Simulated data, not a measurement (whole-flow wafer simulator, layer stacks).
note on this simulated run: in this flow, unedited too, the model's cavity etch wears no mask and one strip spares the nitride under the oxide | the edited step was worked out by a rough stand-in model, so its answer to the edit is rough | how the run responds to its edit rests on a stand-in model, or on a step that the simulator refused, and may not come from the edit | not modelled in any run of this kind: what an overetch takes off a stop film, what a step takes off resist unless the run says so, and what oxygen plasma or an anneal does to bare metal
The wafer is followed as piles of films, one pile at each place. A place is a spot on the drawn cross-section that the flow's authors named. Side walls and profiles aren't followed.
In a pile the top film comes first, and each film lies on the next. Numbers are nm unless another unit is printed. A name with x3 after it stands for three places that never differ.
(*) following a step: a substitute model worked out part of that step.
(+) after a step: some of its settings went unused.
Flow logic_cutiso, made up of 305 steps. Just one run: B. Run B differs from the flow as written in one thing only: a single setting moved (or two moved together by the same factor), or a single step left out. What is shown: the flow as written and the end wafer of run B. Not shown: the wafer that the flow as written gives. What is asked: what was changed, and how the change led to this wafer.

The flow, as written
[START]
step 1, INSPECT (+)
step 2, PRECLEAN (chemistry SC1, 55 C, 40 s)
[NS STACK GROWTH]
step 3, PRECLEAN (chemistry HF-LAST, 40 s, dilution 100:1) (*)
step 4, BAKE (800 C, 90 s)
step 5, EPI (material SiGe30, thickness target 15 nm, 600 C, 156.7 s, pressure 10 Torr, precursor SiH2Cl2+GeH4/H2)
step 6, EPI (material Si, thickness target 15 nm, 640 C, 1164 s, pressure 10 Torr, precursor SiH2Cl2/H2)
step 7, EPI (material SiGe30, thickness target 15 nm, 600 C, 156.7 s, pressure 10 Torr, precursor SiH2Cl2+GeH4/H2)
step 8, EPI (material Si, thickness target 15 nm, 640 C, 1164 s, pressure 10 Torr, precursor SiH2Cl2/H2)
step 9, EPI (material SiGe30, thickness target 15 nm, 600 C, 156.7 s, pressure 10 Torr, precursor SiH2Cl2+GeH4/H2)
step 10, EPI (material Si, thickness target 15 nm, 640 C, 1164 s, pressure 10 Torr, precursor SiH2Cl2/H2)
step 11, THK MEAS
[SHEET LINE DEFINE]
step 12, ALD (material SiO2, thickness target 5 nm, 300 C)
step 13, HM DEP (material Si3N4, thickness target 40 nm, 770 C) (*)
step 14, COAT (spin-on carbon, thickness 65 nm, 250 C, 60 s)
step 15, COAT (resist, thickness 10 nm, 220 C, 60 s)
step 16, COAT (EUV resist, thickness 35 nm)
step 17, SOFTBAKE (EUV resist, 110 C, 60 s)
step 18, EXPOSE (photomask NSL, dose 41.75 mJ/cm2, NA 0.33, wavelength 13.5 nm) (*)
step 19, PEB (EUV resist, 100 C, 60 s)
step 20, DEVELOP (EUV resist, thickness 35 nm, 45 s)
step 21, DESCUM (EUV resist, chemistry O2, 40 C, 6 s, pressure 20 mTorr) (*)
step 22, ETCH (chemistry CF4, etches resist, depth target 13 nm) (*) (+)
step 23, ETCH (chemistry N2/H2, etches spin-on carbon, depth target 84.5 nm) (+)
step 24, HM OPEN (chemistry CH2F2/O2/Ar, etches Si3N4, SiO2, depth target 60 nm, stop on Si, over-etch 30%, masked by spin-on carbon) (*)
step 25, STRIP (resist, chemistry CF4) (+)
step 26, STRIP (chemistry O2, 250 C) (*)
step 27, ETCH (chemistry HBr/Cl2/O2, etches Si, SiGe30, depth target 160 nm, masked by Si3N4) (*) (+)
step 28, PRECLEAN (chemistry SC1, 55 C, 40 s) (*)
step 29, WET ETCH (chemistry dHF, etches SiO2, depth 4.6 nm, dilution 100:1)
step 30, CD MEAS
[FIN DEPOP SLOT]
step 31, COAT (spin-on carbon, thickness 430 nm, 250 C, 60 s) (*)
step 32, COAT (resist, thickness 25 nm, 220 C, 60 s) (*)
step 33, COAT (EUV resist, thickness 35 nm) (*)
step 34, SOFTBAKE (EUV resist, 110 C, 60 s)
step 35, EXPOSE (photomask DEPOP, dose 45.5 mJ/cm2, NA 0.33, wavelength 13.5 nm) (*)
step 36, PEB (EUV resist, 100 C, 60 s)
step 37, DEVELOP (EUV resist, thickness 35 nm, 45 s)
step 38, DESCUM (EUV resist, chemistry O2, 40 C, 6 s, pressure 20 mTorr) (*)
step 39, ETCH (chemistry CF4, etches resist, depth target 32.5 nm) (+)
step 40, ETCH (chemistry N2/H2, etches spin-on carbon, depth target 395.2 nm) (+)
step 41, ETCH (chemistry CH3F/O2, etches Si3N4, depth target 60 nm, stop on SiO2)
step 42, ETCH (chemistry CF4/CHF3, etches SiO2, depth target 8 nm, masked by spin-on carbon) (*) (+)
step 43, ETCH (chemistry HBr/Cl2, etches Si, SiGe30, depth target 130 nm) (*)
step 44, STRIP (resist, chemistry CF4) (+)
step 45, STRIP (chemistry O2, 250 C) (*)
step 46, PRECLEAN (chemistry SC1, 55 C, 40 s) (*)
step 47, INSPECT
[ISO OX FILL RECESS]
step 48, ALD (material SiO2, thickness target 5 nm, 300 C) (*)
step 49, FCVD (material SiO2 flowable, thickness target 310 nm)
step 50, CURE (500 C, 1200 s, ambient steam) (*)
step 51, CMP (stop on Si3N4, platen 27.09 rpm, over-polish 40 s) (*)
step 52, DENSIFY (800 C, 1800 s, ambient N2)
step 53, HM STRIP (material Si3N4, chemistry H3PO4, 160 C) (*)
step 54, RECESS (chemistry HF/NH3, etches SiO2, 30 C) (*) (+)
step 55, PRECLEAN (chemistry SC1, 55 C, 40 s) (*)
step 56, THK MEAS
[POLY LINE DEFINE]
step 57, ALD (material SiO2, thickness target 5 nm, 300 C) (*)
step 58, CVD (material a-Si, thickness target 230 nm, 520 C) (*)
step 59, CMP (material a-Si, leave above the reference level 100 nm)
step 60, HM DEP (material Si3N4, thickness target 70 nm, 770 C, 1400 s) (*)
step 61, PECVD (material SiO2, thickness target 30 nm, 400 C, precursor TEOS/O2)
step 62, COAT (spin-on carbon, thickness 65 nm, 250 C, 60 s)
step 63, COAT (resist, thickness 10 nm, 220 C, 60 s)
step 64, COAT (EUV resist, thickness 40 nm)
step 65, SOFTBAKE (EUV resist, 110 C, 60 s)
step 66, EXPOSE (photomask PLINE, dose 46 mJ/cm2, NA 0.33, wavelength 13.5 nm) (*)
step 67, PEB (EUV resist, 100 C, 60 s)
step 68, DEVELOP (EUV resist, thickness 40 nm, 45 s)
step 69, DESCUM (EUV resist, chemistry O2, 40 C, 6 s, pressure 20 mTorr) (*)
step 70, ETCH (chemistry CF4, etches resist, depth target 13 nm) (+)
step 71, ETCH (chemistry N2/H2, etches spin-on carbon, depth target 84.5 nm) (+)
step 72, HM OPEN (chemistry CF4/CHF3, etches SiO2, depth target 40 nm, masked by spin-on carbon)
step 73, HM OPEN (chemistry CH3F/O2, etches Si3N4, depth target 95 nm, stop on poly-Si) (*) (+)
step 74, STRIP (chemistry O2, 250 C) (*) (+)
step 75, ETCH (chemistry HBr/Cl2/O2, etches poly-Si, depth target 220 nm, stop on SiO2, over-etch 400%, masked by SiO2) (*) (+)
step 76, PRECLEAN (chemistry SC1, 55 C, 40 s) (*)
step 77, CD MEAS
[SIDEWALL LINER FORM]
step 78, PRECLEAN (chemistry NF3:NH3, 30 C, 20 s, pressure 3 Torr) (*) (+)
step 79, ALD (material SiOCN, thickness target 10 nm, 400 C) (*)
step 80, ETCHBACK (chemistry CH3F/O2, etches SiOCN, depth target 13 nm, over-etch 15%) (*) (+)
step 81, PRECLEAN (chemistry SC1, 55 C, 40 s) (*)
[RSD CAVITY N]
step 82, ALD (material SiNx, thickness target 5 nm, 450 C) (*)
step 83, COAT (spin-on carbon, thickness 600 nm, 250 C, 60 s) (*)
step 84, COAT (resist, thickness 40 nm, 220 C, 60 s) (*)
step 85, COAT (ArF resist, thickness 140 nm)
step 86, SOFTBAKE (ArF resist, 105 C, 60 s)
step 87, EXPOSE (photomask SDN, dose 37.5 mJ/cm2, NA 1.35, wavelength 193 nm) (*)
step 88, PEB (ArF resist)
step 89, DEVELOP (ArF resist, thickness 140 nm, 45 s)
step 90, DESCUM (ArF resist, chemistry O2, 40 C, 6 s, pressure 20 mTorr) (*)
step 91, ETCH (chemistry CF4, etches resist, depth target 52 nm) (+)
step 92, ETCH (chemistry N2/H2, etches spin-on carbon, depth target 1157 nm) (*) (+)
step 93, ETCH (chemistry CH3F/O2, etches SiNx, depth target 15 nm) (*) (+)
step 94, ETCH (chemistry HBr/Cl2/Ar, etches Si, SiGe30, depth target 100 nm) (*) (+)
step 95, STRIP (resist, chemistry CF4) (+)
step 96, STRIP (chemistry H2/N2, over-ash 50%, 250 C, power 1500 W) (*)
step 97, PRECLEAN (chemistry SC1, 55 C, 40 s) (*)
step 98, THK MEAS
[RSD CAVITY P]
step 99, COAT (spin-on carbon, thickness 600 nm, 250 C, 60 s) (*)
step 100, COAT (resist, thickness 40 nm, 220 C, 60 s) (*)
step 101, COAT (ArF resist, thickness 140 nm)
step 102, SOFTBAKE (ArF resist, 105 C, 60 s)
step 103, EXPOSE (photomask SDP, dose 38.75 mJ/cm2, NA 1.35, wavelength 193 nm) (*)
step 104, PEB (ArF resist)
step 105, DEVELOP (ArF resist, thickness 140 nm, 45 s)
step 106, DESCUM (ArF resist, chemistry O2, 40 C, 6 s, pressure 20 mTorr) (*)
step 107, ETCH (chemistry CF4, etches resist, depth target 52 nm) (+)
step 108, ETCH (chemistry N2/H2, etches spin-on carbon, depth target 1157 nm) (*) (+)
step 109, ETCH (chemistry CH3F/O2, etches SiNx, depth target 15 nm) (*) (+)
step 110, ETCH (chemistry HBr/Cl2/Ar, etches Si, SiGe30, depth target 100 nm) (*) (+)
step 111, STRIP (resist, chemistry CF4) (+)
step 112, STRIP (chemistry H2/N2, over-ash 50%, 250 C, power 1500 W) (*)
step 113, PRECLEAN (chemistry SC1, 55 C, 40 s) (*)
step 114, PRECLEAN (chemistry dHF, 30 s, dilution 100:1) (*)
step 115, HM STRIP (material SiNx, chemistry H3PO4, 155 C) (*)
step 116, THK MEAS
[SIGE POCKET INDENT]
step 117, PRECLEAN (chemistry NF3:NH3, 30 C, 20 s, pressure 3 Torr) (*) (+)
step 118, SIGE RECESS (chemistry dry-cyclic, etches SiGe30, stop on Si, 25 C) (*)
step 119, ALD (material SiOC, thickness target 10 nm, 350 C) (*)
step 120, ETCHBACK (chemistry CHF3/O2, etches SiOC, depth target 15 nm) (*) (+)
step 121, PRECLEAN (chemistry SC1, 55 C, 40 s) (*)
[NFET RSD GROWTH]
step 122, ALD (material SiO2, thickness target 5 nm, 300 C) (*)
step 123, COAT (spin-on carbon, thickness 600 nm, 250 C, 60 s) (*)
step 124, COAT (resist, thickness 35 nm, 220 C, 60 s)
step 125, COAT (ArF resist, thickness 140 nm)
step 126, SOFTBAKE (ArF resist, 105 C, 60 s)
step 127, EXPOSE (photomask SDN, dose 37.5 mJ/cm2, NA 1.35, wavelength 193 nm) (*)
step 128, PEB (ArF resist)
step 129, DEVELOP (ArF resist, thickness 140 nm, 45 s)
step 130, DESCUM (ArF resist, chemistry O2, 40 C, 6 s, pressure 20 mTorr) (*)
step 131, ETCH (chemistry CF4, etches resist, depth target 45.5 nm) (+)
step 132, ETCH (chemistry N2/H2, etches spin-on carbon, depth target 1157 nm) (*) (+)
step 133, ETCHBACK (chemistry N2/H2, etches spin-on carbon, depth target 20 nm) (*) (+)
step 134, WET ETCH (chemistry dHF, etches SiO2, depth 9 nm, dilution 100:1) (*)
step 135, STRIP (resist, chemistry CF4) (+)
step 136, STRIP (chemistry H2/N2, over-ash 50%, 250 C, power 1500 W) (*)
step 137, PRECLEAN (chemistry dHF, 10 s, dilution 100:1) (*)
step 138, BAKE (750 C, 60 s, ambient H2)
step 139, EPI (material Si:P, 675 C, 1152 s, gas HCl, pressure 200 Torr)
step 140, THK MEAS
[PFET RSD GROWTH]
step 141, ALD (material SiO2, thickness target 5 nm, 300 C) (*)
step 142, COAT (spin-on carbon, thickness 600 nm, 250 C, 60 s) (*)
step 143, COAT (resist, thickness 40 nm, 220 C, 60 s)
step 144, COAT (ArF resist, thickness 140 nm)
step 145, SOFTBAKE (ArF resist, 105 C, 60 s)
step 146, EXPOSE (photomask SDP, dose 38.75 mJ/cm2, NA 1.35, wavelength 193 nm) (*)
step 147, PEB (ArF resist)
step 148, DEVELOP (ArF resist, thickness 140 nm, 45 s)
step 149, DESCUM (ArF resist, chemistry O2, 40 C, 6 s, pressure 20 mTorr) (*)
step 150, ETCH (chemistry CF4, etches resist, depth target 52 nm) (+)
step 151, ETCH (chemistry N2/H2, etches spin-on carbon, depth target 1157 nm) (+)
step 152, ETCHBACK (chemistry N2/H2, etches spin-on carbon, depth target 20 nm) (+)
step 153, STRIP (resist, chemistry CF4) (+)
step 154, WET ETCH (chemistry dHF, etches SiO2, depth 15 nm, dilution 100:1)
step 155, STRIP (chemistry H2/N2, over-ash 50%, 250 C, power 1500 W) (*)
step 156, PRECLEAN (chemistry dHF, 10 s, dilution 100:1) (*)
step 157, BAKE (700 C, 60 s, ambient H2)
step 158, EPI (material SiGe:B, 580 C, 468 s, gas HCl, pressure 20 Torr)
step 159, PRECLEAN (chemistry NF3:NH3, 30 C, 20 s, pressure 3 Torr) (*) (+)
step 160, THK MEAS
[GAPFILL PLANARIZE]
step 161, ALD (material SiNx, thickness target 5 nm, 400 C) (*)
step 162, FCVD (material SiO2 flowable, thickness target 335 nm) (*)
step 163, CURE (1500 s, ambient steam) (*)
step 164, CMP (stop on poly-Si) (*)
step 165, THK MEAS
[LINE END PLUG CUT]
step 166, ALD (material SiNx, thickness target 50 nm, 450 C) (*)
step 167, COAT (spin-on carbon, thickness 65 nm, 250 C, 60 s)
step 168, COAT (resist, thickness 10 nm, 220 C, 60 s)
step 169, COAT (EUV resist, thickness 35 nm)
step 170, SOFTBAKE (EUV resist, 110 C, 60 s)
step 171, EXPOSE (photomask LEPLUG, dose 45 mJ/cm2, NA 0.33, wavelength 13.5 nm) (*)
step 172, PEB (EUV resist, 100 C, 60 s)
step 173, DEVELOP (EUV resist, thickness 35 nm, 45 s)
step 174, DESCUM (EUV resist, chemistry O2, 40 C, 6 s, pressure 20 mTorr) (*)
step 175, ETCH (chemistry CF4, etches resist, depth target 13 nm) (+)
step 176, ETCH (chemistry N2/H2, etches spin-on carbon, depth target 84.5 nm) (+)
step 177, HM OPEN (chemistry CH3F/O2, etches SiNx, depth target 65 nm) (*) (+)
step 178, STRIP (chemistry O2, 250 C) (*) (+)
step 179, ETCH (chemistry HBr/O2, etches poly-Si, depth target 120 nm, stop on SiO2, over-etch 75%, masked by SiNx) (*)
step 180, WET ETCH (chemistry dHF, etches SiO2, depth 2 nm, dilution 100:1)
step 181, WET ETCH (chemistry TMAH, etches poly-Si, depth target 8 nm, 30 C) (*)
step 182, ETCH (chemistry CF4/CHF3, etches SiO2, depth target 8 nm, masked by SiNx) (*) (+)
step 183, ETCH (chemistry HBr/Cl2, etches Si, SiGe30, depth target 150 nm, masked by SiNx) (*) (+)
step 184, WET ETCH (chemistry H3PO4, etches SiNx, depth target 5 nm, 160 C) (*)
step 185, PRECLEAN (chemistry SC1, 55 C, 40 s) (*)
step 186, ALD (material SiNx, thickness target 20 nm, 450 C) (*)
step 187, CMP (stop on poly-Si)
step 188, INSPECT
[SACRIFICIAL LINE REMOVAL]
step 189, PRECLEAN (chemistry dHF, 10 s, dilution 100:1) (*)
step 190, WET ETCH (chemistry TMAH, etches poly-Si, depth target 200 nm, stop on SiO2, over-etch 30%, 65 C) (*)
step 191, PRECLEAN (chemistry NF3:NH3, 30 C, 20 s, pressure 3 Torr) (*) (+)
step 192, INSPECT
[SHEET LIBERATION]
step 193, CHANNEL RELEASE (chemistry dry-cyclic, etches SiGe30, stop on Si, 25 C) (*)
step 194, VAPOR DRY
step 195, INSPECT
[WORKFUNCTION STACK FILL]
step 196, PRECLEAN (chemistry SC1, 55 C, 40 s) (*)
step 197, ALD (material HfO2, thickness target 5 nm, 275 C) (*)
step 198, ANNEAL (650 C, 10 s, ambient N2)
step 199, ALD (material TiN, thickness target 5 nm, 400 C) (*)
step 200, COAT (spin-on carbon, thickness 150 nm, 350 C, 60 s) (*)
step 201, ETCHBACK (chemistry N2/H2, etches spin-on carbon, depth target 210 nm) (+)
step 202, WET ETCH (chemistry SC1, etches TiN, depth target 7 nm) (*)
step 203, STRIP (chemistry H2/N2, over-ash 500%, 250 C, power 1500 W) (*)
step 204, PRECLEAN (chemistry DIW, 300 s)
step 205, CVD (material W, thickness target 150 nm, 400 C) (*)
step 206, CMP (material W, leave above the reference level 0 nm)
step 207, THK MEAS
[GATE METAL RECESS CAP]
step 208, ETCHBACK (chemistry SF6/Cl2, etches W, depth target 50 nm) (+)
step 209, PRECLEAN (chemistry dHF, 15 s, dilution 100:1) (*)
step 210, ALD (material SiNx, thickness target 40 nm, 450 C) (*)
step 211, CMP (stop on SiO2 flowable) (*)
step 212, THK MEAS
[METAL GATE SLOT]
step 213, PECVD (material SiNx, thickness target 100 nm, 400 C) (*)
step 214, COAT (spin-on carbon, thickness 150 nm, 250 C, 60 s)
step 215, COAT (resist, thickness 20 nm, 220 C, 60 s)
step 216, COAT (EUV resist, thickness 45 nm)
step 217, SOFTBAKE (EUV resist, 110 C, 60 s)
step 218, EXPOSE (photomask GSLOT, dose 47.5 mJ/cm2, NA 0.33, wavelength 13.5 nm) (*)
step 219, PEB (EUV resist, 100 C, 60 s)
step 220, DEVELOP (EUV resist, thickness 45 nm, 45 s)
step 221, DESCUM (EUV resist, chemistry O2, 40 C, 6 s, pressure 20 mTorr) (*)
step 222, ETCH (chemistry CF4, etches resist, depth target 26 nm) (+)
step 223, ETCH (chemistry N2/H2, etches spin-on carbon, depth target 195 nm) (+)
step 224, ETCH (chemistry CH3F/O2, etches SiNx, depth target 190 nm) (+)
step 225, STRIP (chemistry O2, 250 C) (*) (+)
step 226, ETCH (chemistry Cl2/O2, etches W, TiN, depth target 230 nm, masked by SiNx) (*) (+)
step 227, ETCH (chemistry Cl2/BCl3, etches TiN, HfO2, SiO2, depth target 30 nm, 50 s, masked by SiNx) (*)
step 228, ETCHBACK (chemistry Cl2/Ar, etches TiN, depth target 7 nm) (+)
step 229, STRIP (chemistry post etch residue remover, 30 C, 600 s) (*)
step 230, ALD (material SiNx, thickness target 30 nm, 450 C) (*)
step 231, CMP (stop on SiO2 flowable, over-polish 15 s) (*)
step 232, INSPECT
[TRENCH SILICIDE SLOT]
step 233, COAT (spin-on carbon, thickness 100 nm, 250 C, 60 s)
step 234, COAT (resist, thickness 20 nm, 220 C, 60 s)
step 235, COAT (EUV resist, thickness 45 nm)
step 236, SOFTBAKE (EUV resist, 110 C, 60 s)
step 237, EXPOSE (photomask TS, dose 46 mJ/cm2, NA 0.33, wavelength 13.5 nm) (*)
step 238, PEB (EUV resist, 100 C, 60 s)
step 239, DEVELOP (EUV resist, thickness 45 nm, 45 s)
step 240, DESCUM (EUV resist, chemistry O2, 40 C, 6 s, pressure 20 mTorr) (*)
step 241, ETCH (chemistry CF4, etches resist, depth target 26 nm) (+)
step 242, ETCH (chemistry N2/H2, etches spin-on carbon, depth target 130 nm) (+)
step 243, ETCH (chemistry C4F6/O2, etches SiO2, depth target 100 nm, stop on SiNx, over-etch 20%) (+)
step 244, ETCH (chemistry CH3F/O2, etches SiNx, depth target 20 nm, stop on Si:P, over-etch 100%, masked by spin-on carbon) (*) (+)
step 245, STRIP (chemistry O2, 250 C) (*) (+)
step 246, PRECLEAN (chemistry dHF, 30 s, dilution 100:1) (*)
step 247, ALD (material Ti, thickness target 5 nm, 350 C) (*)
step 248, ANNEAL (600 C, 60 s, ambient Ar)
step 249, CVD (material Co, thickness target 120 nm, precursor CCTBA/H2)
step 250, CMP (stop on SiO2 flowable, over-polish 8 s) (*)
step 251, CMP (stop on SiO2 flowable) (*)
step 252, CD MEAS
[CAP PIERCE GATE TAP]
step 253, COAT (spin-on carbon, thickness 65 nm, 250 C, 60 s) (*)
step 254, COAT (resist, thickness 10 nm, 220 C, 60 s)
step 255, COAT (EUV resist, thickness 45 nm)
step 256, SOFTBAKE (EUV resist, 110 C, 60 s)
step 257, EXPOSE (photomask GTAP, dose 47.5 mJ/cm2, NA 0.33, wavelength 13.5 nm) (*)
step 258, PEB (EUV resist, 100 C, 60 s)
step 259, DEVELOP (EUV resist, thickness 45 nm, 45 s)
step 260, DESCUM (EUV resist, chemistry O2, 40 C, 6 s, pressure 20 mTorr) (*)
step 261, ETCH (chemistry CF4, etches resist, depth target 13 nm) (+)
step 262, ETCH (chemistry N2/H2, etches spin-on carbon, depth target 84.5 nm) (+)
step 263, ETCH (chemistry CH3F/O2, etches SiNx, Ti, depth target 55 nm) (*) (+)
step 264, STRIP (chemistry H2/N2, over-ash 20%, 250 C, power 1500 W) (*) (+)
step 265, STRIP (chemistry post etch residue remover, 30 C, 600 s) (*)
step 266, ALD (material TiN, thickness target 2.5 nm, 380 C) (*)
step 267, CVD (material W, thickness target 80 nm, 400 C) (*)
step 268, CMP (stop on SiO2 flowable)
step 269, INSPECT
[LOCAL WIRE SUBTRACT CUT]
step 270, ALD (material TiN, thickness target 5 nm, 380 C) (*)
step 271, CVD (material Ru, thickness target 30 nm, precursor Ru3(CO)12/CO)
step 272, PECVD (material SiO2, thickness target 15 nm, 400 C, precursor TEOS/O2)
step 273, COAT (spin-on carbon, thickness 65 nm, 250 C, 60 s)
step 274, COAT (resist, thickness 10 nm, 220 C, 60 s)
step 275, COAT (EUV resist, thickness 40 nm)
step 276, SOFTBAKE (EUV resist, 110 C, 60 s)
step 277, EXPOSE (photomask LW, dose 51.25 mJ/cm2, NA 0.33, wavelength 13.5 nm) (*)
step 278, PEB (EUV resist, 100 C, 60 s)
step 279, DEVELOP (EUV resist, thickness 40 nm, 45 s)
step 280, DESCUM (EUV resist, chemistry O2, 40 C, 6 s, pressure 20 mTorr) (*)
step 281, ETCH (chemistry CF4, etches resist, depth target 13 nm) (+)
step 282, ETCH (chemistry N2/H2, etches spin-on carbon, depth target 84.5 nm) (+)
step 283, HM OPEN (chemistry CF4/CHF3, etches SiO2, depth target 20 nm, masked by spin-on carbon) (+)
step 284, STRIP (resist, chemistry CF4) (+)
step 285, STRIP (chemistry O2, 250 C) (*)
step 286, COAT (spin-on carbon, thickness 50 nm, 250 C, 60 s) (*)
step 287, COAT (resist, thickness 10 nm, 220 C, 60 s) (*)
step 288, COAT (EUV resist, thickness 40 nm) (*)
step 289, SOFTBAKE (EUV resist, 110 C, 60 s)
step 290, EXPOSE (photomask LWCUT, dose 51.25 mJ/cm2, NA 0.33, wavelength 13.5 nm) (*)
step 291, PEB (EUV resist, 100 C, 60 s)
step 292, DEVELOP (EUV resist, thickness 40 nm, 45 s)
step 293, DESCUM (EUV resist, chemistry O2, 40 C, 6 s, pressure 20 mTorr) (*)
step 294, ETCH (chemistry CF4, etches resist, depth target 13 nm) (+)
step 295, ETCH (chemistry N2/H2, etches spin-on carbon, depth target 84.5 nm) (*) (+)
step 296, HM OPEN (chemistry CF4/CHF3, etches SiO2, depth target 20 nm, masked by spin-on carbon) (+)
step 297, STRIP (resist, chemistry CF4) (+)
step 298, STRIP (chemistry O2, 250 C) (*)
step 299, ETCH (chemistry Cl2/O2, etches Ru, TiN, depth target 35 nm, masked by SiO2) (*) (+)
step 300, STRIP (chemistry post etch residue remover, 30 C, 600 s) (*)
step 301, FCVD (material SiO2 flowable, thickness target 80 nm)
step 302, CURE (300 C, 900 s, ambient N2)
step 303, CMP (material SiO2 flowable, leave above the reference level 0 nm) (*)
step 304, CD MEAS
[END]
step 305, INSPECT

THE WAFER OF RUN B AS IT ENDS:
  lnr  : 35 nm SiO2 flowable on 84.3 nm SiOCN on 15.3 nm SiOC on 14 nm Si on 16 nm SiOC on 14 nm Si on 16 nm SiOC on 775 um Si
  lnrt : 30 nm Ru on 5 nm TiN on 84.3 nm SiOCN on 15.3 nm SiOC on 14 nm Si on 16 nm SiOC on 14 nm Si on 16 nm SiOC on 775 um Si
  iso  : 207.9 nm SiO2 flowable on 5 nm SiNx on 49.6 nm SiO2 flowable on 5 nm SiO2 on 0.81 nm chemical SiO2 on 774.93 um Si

Cause: step 75, ETCH: depth target 308 nm was run, whereas the flow has depth target 220 nm.

The path from the change to this, step by step:
  step 75, ETCH (chemistry HBr/Cl2/O2, etches poly-Si, depth target 220 nm, stop on SiO2, over-etch 400%, masked by SiO2) (*) (+)
      lnr, lnrp, lnrt, rsdn, rsdp, rsdw, rsdx: -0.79 chemical SiO2 (all of it), -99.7 poly-Si (all of it), -5 SiO2 (all of it), -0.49 chemical SiO2 (all of it), -13.9 Si (all of it) (as written it would have been: -0.79 chemical SiO2 (all of it), -99.7 poly-Si (all of it), -5 SiO2 (all of it))
      iso, lnri: -0.79 chemical SiO2 (all of it), -189.1 poly-Si (all of it), -5 SiO2 (all of it), -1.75 SiO2 flowable (as written it would have been: -0.79 chemical SiO2 (all of it), -189.1 poly-Si (all of it), -4.55 SiO2)
  step 80, ETCHBACK (chemistry CH3F/O2, etches SiOCN, depth target 13 nm, over-etch 15%) (*) (+)
      rsdn, rsdp, rsdw, rsdx: -10 SiOCN (all of it), -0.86 SiGe30 (as written it would have been: -10 SiOCN (all of it), -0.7 Si)
      lnr, lnrp, lnrt: +189.1 SiOCN (as written it would have been: +175.1 SiOCN)
  step 94, ETCH (chemistry HBr/Cl2/Ar, etches Si, SiGe30, depth target 100 nm) (*) (+)
      rsdn, rsdx: -0.49 chemical SiO2 (all of it), -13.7 SiGe30 (all of it), -15 Si (all of it), -15 SiGe30 (all of it), -15 Si (all of it), -15 SiGe30 (all of it), -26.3 Si (as written it would have been: -0.49 chemical SiO2 (all of it), -12.8 Si (all of it), -15 SiGe30 (all of it), -15 Si (all of it), -15 SiGe30 (all of it), -15 Si (all of it), -15 SiGe30 (all of it), -12.2 Si)
  step 110, ETCH (chemistry HBr/Cl2/Ar, etches Si, SiGe30, depth target 100 nm) (*) (+)
      rsdp, rsdw: -0.49 chemical SiO2 (all of it), -13.7 SiGe30 (all of it), -15 Si (all of it), -15 SiGe30 (all of it), -15 Si (all of it), -15 SiGe30 (all of it), -26.3 Si (as written it would have been: -0.49 chemical SiO2 (all of it), -12.8 Si (all of it), -15 SiGe30 (all of it), -15 Si (all of it), -15 SiGe30 (all of it), -15 Si (all of it), -15 SiGe30 (all of it), -12.2 Si)
  step 118, SIGE RECESS (chemistry dry-cyclic, etches SiGe30, stop on Si, 25 C) (*)
      lnr, lnrp, lnrt: -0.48 SiOCN, +15.3 cavity (new film), -14.8 SiGe30 (all of it), -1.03 Si, +16 cavity (new film), -15 SiGe30 (all of it), -1.03 Si, +16 cavity (new film), -15 SiGe30 (all of it), -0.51 Si (as written it would have been: -0.48 SiOCN, -0.51 Si, +16 cavity (new film), -15 SiGe30 (all of it), -1.03 Si, +16 cavity (new film), -15 SiGe30 (all of it), -1.03 Si, +16 cavity (new film), -15 SiGe30 (all of it), -0.51 Si)
  step 119, ALD (material SiOC, thickness target 10 nm, 350 C) (*)
      lnr, lnrp, lnrt: +10 SiOC (new film), +15.3 SiOC (new film), -15.3 cavity (all of it), +16 SiOC (new film), -16 cavity (all of it), +16 SiOC (new film), -16 cavity (all of it) (as written it would have been: +10 SiOC (new film), +16 SiOC (new film), -16 cavity (all of it), +16 SiOC (new film), -16 cavity (all of it), +16 SiOC (new film), -16 cavity (all of it))
  step 135, STRIP (resist, chemistry CF4) (+)
      gl: -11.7 Si3N4 (as written it would have been: -12.3 Si3N4)
  step 139, EPI (material Si:P, 675 C, 1152 s, gas HCl, pressure 200 Torr)
      rsdn, rsdx: +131 Si:P (new film) (as written it would have been: +116.9 Si:P (new film))
  step 141, ALD (material SiO2, thickness target 5 nm, 300 C) (*)
      gxn: +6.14 SiO2 (new film) (as written it would have been: +10.1 SiO2 (new film))
  step 158, EPI (material SiGe:B, 580 C, 468 s, gas HCl, pressure 20 Torr)
      rsdp, rsdw: +131 SiGe:B (new film) (as written it would have been: +116.8 SiGe:B (new film))
  step 159, PRECLEAN (chemistry NF3:NH3, 30 C, 20 s, pressure 3 Torr) (*) (+)
      gxn: -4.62 SiO2 (all of it), -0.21 Si3N4 (as written it would have been: -7.5 SiO2)
  step 164, CMP (stop on poly-Si) (*)
      gxn: -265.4 SiO2 flowable (all of it), -5 SiNx (all of it), -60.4 Si3N4 (all of it) (as written it would have been: -264.5 SiO2 flowable (all of it), -5 SiNx (all of it), -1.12 SiO2 (all of it), -60.3 Si3N4 (all of it))
